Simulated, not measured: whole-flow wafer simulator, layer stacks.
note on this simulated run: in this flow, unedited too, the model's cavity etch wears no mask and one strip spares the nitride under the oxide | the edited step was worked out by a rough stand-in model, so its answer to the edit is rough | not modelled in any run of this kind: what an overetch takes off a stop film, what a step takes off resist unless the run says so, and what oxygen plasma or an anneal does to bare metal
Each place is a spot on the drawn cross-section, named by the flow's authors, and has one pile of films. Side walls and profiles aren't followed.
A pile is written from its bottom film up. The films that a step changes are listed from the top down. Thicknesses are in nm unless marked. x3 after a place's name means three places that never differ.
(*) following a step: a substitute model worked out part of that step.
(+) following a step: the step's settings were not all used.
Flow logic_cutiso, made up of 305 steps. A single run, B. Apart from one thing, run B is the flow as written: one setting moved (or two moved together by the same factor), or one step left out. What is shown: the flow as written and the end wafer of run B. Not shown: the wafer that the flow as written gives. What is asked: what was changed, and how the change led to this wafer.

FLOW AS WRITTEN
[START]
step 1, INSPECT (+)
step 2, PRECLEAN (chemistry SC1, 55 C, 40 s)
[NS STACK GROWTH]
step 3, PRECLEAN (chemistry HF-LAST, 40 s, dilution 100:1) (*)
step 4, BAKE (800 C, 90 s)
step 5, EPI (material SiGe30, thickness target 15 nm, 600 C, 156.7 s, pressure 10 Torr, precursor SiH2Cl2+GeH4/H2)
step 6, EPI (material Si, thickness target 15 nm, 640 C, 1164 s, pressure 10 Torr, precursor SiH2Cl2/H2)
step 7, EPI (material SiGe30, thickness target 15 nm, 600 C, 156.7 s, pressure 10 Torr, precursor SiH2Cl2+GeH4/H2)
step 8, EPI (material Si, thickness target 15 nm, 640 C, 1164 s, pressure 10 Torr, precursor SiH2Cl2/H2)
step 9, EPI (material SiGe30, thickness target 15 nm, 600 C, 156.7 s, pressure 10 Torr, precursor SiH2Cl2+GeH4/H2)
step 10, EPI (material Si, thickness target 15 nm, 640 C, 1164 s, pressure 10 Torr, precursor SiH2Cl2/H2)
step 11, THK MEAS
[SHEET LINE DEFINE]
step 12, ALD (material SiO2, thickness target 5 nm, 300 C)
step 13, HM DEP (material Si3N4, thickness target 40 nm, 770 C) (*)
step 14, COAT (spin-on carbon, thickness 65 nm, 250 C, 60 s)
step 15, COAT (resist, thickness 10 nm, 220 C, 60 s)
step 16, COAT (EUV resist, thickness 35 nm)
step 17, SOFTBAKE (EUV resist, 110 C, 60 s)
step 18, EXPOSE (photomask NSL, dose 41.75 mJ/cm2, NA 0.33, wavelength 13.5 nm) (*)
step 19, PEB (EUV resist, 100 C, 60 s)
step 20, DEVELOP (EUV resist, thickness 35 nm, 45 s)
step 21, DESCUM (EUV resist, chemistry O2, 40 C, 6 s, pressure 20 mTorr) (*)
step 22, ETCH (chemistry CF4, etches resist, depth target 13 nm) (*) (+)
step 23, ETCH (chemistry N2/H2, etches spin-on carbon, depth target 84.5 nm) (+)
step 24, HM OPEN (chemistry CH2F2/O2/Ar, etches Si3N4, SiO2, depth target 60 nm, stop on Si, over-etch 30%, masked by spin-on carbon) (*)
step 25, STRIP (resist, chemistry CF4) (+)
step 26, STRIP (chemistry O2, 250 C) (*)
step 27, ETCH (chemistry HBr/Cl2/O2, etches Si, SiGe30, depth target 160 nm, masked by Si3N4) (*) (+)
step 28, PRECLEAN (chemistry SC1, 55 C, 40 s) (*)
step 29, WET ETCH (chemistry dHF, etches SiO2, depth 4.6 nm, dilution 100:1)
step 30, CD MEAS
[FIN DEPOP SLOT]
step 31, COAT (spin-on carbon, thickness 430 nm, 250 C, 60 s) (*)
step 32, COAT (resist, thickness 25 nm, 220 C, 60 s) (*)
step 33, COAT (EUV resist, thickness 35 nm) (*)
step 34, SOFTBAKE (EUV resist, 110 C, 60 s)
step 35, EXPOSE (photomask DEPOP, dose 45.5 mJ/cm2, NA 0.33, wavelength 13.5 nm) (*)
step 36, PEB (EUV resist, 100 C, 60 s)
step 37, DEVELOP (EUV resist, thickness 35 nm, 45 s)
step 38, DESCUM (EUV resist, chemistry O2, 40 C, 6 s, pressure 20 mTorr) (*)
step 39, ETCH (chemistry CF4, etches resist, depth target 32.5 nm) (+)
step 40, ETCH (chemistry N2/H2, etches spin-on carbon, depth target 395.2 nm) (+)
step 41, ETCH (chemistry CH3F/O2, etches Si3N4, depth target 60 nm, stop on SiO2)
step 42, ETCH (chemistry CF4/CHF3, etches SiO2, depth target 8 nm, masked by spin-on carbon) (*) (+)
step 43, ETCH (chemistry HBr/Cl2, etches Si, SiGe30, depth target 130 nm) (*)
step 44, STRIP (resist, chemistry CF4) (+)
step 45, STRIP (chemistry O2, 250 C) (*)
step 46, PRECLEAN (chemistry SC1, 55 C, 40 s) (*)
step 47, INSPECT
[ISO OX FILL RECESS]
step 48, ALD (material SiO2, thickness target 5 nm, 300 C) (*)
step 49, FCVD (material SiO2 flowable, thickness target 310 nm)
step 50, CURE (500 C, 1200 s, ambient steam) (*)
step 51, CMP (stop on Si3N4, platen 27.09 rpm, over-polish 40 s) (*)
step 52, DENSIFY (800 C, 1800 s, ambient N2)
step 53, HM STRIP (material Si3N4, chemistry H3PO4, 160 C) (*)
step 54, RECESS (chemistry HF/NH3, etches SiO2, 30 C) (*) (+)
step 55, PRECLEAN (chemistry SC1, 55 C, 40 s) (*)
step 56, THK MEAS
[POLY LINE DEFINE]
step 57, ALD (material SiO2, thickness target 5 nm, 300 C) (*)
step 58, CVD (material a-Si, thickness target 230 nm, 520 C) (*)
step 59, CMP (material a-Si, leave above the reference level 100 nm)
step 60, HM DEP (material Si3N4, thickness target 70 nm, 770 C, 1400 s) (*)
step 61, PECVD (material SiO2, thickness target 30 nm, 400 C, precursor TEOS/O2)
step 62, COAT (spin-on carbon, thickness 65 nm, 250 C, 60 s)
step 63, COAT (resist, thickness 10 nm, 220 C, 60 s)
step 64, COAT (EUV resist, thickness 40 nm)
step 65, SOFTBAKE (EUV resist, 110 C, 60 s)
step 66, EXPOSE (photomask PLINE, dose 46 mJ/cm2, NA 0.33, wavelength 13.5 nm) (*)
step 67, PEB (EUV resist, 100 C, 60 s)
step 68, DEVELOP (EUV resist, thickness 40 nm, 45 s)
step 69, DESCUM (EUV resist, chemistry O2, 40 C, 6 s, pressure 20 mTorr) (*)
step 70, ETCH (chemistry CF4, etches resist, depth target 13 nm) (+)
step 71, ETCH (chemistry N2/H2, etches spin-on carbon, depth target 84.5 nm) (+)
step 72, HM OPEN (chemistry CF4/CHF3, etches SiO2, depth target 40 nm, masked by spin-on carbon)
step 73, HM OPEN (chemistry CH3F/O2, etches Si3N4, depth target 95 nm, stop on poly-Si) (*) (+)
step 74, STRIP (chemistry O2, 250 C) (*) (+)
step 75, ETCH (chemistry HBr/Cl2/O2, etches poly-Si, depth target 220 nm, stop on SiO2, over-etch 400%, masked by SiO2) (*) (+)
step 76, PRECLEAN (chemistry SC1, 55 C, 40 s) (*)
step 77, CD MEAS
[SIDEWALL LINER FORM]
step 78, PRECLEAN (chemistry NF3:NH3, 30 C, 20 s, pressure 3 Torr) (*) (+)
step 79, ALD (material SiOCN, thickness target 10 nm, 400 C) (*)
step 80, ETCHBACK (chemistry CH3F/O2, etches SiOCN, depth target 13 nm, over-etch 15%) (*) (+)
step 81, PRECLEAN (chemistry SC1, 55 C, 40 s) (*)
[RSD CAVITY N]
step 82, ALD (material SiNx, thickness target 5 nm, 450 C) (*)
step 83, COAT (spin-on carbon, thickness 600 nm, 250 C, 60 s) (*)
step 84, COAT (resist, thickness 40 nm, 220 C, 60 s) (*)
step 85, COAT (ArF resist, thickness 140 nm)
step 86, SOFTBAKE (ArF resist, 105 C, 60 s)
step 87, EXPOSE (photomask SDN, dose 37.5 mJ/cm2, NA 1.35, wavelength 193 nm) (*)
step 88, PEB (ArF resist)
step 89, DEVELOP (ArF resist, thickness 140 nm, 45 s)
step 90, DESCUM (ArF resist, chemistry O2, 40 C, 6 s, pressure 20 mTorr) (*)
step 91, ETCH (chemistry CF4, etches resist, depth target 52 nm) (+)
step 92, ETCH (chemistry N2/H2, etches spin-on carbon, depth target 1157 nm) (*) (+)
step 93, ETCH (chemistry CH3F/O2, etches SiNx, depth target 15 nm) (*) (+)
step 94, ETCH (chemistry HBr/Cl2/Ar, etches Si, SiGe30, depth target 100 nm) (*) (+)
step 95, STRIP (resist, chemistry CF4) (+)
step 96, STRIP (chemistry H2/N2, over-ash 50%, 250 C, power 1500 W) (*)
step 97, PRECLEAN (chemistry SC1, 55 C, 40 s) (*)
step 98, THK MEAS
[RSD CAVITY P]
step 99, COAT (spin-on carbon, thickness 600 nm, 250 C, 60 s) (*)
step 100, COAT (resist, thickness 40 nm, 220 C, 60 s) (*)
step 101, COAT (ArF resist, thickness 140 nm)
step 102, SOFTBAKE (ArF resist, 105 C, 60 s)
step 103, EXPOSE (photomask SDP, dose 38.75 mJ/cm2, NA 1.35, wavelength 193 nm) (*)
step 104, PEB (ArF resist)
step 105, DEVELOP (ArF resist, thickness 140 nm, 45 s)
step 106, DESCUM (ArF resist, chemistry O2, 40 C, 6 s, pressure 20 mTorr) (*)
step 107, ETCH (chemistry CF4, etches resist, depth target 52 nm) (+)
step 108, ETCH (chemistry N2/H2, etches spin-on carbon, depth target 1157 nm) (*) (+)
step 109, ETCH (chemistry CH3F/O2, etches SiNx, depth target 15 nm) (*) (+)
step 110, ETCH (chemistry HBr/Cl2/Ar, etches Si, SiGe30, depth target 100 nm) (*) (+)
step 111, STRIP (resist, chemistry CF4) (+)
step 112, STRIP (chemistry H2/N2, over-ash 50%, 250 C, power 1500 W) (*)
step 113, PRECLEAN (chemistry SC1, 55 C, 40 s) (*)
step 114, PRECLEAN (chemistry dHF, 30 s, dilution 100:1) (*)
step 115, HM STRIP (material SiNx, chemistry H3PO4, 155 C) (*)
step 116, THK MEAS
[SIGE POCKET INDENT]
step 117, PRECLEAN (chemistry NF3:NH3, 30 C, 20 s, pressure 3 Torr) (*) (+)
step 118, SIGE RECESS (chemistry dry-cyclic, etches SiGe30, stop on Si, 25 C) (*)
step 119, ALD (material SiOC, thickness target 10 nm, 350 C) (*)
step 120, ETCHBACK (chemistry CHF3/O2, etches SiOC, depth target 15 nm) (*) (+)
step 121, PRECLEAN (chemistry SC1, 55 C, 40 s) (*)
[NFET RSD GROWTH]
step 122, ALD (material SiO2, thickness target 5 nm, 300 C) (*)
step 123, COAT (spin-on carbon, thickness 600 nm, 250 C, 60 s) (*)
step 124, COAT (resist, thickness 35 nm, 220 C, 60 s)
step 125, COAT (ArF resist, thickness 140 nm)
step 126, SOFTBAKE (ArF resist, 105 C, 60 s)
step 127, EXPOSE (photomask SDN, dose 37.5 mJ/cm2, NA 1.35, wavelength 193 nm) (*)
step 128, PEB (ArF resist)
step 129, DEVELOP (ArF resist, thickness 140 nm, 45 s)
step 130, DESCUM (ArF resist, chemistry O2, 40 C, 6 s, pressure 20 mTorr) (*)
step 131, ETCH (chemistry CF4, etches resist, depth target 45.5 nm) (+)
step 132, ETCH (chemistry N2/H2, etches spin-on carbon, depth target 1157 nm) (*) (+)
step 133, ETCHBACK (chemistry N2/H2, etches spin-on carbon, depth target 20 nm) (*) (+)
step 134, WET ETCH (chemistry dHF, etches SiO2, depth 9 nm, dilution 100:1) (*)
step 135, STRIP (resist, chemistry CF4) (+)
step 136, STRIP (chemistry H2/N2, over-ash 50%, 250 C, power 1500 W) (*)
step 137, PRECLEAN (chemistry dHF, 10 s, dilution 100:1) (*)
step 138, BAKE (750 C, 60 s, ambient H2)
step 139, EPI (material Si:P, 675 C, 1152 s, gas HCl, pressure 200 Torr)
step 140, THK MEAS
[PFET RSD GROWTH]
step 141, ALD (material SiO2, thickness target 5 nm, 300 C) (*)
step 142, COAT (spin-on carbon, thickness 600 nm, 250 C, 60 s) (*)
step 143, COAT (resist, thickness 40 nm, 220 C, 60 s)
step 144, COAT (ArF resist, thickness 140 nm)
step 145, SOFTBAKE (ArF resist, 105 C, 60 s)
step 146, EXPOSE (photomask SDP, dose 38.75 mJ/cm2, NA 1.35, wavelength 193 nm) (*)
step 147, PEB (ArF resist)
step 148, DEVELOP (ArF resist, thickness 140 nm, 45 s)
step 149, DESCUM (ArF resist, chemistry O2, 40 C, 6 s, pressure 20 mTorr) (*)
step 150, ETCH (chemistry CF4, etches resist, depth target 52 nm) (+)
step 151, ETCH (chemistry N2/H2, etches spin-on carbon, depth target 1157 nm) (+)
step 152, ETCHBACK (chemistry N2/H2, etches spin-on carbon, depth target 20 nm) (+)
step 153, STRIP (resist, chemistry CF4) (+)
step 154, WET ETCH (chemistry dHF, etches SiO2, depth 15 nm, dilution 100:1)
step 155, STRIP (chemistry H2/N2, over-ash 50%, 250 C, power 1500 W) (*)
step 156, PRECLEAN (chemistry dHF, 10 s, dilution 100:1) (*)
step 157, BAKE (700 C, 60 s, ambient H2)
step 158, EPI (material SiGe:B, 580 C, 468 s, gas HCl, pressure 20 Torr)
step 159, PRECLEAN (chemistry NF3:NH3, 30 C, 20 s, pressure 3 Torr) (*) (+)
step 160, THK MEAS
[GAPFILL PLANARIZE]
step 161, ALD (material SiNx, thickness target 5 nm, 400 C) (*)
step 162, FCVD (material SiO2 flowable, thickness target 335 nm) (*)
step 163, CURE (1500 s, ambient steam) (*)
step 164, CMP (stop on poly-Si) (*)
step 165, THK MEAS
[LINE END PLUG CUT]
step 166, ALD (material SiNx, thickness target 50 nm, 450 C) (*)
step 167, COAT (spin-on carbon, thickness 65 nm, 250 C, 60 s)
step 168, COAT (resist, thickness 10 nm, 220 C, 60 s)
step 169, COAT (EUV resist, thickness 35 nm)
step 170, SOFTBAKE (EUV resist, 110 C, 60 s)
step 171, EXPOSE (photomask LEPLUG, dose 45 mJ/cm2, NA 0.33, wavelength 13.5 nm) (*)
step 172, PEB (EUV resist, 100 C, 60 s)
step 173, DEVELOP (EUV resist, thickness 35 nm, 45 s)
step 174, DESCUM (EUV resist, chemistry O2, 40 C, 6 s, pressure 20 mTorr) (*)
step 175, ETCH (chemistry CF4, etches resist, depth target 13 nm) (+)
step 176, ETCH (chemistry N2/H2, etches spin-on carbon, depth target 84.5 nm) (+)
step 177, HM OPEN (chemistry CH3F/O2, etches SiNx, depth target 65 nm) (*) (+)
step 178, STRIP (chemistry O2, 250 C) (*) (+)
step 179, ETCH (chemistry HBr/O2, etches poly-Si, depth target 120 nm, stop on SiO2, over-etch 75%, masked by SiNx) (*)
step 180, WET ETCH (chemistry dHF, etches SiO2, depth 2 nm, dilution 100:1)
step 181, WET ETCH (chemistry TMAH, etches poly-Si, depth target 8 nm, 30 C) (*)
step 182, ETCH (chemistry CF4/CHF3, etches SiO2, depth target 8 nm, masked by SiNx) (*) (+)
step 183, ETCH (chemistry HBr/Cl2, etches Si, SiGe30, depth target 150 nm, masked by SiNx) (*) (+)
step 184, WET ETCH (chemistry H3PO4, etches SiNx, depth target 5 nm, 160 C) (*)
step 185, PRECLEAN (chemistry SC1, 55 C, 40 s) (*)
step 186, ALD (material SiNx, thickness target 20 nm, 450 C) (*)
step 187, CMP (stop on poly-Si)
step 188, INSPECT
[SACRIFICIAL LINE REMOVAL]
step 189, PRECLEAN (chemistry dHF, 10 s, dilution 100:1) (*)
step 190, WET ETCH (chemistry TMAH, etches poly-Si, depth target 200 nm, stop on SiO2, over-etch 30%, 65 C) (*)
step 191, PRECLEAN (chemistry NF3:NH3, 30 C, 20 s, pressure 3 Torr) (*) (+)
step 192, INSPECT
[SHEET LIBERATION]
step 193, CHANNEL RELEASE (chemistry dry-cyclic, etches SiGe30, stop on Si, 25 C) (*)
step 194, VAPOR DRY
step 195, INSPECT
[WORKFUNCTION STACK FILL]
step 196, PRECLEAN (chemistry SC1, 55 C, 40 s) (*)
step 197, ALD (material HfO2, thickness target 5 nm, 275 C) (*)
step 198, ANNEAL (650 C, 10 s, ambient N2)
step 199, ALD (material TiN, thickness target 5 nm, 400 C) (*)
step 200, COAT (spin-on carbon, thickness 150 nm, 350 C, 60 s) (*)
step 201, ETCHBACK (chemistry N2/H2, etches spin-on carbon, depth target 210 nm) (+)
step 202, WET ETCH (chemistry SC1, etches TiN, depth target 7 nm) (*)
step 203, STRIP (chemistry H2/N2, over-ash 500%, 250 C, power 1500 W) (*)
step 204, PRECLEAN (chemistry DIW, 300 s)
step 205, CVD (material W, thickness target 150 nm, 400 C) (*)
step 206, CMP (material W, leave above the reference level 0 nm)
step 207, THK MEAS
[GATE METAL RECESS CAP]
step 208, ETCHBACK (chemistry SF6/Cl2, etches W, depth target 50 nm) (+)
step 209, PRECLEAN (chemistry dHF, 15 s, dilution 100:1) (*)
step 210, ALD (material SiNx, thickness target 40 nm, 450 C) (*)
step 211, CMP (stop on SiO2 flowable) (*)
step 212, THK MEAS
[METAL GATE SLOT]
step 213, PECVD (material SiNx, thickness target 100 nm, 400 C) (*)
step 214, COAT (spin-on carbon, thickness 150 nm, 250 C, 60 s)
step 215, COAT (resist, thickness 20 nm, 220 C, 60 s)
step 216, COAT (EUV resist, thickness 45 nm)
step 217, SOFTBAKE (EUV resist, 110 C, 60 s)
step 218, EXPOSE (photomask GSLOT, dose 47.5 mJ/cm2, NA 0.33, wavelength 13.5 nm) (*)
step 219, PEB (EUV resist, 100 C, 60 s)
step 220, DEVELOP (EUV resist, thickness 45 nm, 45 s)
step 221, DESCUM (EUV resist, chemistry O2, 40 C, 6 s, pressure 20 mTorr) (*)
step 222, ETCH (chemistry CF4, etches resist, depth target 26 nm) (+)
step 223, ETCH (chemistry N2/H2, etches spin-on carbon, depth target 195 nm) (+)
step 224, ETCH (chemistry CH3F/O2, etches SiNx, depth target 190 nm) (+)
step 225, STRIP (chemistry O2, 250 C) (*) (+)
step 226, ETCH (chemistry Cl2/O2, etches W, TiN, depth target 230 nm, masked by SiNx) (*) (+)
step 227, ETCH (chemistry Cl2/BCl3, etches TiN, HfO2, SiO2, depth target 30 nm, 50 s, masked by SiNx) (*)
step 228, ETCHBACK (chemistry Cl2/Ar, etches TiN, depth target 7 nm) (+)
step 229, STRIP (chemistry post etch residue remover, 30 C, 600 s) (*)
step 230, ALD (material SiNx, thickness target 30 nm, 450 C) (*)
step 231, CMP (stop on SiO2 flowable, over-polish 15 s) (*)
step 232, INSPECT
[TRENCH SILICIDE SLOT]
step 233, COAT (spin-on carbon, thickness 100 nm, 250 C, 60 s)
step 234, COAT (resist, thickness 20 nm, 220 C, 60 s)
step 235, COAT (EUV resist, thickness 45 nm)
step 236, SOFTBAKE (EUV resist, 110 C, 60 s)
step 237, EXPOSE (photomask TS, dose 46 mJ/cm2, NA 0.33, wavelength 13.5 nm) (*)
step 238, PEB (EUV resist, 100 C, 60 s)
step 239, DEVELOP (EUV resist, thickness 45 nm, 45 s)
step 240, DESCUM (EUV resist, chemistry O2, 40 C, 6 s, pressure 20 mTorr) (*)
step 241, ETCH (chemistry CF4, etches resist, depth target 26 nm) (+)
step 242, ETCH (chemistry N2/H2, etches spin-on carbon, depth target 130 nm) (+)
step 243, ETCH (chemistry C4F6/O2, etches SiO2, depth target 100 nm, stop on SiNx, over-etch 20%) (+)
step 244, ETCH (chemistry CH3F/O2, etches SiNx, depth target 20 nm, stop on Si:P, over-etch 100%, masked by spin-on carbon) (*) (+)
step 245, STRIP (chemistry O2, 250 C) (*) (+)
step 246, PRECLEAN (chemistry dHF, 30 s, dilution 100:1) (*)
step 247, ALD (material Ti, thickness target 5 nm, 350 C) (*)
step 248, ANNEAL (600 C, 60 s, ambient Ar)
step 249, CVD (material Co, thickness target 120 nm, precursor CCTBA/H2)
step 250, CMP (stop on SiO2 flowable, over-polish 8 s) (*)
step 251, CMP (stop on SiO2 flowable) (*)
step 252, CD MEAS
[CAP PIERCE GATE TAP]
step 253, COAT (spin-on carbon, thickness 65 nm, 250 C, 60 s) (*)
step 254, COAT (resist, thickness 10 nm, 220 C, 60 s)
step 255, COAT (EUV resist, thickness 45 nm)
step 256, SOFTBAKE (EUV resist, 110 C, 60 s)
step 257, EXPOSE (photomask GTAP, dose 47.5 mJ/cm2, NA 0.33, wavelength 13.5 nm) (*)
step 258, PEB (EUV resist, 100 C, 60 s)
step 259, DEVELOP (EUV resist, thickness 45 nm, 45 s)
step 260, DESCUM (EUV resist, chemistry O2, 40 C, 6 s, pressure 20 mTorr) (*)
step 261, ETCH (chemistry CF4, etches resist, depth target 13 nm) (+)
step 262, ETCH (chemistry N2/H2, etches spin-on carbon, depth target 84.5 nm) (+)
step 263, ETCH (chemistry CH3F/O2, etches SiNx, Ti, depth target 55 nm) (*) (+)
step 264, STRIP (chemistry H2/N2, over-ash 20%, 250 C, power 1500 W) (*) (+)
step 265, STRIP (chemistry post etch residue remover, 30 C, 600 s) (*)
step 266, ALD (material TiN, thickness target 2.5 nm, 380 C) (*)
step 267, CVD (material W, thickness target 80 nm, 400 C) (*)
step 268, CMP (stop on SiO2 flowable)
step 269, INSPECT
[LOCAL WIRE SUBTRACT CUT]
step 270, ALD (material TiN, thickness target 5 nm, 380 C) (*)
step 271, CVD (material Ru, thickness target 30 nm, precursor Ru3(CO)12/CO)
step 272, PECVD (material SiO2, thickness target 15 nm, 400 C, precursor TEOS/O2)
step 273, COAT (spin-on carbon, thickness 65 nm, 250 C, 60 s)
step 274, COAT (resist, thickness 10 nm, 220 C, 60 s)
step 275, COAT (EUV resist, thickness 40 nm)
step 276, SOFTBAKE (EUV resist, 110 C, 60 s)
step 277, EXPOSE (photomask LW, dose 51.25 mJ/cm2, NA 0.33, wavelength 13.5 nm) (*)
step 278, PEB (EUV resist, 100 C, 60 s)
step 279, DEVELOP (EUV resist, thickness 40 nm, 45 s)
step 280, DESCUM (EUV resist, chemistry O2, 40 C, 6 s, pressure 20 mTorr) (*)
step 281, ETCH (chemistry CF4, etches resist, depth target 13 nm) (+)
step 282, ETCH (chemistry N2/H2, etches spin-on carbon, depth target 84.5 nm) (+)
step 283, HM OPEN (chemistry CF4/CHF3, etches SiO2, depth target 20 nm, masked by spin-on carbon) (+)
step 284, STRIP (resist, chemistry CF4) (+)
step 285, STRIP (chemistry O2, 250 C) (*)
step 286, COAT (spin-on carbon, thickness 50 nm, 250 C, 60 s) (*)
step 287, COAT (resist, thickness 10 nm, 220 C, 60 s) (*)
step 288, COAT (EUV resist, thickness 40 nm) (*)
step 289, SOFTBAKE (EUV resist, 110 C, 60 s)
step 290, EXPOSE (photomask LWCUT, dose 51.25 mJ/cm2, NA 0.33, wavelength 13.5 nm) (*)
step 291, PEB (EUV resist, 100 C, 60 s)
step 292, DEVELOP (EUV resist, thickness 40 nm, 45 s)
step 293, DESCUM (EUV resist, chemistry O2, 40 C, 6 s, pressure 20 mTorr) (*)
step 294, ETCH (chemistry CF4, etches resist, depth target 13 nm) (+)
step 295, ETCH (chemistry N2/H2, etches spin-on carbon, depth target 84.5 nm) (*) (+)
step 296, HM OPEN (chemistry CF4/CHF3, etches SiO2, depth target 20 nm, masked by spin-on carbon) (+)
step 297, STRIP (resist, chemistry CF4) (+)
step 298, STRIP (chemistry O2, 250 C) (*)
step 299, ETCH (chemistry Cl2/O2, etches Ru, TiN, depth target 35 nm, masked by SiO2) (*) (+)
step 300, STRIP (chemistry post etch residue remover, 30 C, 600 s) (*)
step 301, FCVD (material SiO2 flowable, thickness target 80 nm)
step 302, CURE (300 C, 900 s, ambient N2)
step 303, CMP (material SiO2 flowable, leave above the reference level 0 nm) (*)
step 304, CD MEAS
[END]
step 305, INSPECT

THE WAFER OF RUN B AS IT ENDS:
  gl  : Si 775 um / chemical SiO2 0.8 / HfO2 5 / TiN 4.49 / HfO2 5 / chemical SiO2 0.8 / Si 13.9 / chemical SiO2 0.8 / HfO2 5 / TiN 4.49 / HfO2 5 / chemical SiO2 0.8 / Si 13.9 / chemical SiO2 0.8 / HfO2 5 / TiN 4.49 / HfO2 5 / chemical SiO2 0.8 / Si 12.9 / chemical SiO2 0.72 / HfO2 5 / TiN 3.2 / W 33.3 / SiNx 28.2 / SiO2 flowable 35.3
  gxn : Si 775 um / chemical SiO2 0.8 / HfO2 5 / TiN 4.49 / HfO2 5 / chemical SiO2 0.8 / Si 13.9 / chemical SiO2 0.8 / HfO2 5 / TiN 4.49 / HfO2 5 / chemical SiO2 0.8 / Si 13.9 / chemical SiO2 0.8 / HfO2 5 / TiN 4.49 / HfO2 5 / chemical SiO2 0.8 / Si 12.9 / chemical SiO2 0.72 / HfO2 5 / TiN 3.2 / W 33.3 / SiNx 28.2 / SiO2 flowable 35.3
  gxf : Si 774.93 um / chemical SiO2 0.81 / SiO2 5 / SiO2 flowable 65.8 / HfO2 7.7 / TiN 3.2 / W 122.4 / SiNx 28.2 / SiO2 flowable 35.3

Cause: step 199, ALD: thickness target 3.2 nm was run, whereas the flow has thickness target 5 nm.
One can read it off the wafer: gxn has TiN 3.2, and step 199 as written asks for 5 nm.

How this came from the change, step by step:
  step 199, ALD (material TiN, thickness target 5 nm, 400 C) (*)
      depop, dpovl, gxf and 12 more: TiN gains 3.2 (new film) (it would be, as written: TiN gains 5 (new film))
      gl, glp, tap: TiN gains 3.2 (new film), TiN gains 4.49 (new film), cavity loses 4.49 (all of it), TiN gains 4.49 (new film), cavity loses 4.49 (all of it), TiN gains 4.49 (new film), cavity loses 4.49 (all of it) (it would be, as written: TiN gains 5.26 (new film), TiN gains 4.49 (new film), cavity loses 4.49 (all of it), TiN gains 4.49 (new film), cavity loses 4.49 (all of it), TiN gains 4.49 (new film), cavity loses 4.49 (all of it))
      (and at 4 other places as well)
  step 200, COAT (spin-on carbon, thickness 150 nm, 350 C, 60 s) (*)
      gl, glp: spin-on carbon gains 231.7 (new film) (it would be, as written: spin-on carbon gains 236.9 (new film))
      gxn, gxp: spin-on carbon gains 231.3 (new film) (it would be, as written: spin-on carbon gains 236.9 (new film))
      (and at 12 other places as well)
  step 201, ETCHBACK (chemistry N2/H2, etches spin-on carbon, depth target 210 nm) (+)
      lnr, lnrp: spin-on carbon loses 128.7 (all of it) (it would be, as written: spin-on carbon loses 133.9 (all of it))
      rsdn, rsdw: spin-on carbon loses 140.4 (all of it) (it would be, as written: spin-on carbon loses 145.8 (all of it))
      (and at 7 other places as well)
  step 202, WET ETCH (chemistry SC1, etches TiN, depth target 7 nm) (*)
      depop, dpovl, iso and 12 more: TiN loses 3.2 (all of it) (it would be, as written: TiN loses 5 (all of it))
  step 203, STRIP (chemistry H2/N2, over-ash 500%, 250 C, power 1500 W) (*)
      gl, glp: spin-on carbon loses 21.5 (all of it) (it would be, as written: spin-on carbon loses 26.7 (all of it))
      gxn, gxp: spin-on carbon loses 21.2 (all of it) (it would be, as written: spin-on carbon loses 26.8 (all of it))
      (and at 3 other places as well)
  step 226, ETCH (chemistry Cl2/O2, etches W, TiN, depth target 230 nm, masked by SiNx) (*) (+)
      gfld: W loses 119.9 (all of it), TiN loses 3.2 (all of it), HfO2 loses 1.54 (it would be, as written: W loses 115.4 (all of it), TiN loses 7.64 (all of it), HfO2 loses 1.54)
